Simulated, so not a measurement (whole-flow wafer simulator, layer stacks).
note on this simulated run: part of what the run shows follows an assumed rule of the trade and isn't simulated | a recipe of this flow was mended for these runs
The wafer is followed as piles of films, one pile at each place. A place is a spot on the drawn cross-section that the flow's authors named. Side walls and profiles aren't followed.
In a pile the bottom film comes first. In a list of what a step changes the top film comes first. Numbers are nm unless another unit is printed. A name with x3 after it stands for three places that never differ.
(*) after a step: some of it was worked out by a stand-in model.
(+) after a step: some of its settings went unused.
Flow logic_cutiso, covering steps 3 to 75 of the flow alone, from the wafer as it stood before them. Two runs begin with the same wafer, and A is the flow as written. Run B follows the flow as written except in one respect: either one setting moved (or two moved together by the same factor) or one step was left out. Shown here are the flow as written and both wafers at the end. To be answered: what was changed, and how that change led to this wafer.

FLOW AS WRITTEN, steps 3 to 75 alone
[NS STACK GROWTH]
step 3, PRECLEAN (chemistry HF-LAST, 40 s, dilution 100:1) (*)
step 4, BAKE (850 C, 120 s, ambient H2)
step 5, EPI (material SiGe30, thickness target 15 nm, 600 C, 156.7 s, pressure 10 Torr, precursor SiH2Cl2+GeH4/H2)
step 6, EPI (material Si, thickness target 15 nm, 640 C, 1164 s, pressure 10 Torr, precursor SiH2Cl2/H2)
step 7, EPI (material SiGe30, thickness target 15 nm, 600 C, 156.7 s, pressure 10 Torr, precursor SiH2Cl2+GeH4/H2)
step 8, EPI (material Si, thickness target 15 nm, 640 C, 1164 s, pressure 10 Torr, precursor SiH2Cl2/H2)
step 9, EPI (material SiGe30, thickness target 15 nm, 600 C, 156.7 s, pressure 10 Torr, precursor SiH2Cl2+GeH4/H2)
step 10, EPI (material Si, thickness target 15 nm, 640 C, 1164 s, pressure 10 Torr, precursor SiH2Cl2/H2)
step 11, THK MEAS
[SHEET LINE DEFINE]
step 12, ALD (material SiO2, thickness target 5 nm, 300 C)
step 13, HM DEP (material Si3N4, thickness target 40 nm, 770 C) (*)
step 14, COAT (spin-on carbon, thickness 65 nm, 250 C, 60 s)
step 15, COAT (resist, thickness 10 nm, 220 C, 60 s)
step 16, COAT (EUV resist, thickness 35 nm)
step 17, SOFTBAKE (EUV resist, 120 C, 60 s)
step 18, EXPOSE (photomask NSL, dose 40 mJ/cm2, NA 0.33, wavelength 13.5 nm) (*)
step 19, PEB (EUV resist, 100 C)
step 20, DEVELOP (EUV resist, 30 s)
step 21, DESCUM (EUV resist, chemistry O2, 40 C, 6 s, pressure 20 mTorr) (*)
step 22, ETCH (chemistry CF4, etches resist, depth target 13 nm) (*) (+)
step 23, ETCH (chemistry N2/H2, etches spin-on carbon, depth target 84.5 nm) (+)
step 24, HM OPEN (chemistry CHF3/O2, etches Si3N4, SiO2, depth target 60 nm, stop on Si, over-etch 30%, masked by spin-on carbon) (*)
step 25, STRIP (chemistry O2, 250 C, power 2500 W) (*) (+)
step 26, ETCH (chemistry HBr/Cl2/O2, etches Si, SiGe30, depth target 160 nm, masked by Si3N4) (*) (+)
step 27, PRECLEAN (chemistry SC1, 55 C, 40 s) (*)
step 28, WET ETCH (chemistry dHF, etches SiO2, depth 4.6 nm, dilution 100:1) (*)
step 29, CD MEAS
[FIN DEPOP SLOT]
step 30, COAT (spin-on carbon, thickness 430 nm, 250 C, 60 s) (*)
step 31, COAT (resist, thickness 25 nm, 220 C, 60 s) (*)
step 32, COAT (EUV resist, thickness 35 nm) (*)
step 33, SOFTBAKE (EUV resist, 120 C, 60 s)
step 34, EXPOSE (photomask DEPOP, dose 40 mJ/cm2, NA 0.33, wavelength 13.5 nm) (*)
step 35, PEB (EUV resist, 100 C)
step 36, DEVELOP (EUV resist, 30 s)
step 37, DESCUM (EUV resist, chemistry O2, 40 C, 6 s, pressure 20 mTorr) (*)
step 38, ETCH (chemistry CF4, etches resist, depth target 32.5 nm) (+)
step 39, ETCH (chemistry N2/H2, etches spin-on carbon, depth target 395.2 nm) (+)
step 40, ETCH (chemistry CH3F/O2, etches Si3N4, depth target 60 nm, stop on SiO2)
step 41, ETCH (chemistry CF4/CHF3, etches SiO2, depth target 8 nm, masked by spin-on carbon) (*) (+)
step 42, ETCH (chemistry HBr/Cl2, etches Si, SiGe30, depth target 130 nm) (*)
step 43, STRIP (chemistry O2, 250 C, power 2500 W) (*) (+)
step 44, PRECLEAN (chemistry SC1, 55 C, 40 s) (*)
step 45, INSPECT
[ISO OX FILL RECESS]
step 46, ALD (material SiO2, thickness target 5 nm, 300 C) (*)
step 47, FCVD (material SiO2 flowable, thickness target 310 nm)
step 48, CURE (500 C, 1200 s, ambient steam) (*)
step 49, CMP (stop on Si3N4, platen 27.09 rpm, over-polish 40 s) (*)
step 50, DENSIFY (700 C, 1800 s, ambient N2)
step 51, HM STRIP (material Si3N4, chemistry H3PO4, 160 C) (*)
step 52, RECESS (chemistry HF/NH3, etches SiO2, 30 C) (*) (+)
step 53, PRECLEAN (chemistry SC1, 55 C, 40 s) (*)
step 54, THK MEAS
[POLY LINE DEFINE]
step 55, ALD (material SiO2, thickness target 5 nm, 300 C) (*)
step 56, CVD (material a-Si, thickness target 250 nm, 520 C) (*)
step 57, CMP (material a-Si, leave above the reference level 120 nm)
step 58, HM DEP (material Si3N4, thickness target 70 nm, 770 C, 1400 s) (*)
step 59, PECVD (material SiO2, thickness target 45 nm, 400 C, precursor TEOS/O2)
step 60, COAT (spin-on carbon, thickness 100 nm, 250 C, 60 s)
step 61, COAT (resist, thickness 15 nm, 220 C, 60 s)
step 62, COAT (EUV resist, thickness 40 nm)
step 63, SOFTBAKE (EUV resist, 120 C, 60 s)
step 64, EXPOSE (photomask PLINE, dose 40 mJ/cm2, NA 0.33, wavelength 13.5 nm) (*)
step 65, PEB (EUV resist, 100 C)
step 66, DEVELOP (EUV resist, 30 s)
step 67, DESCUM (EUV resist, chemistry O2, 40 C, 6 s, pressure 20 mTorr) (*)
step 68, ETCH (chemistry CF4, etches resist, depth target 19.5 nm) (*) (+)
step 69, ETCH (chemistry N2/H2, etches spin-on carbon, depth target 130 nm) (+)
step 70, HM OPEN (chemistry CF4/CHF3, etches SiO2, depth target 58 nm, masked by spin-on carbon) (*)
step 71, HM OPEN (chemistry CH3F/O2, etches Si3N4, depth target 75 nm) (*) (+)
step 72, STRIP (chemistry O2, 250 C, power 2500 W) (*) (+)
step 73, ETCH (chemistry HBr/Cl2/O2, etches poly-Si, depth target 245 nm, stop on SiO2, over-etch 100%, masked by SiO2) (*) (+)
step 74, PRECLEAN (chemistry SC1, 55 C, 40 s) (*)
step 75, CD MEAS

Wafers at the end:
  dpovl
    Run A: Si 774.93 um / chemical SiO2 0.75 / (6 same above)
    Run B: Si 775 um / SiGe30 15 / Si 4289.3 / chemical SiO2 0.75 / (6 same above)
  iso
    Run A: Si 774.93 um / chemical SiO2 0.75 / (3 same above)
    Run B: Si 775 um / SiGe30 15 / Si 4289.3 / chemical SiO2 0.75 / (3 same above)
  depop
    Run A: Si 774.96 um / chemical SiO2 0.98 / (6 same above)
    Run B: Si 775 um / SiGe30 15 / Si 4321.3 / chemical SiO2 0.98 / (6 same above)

The reason: step 6, EPI: 928 C was run, though the flow has 640 C.

How this came from the change, step by step:
  step 6, EPI (material Si, thickness target 15 nm, 640 C, 1164 s, pressure 10 Torr, precursor SiH2Cl2/H2)
      depop, dpovl, gfld and 19 more: A Si gains 15 (new film) | B Si gains 4393 (new film)
  step 26, ETCH (chemistry HBr/Cl2/O2, etches Si, SiGe30, depth target 160 nm, masked by Si3N4) (*) (+)
      dpovl, gfld, gxf, iso, isow, lnri, nsgap: A chemical SiO2 loses 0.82 (all of it), Si loses 12 (all of it), SiGe30 loses 15 (all of it), Si loses 15 (all of it), SiGe30 loses 15 (all of it), Si loses 15 (all of it), SiGe30 loses 15 (all of it), Si loses 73 | B chemical SiO2 loses 0.82 (all of it), Si loses 12 (all of it), SiGe30 loses 15 (all of it), Si loses 15 (all of it), SiGe30 loses 15 (all of it), Si loses 103
  step 42, ETCH (chemistry HBr/Cl2, etches Si, SiGe30, depth target 130 nm) (*)
      depop: A Si loses 13.8 (all of it), SiGe30 loses 15 (all of it), Si loses 15 (all of it), SiGe30 loses 15 (all of it), Si loses 15 (all of it), SiGe30 loses 15 (all of it), Si loses 41.2 | B Si loses 13.8 (all of it), SiGe30 loses 15 (all of it), Si loses 15 (all of it), SiGe30 loses 15 (all of it), Si loses 71.2
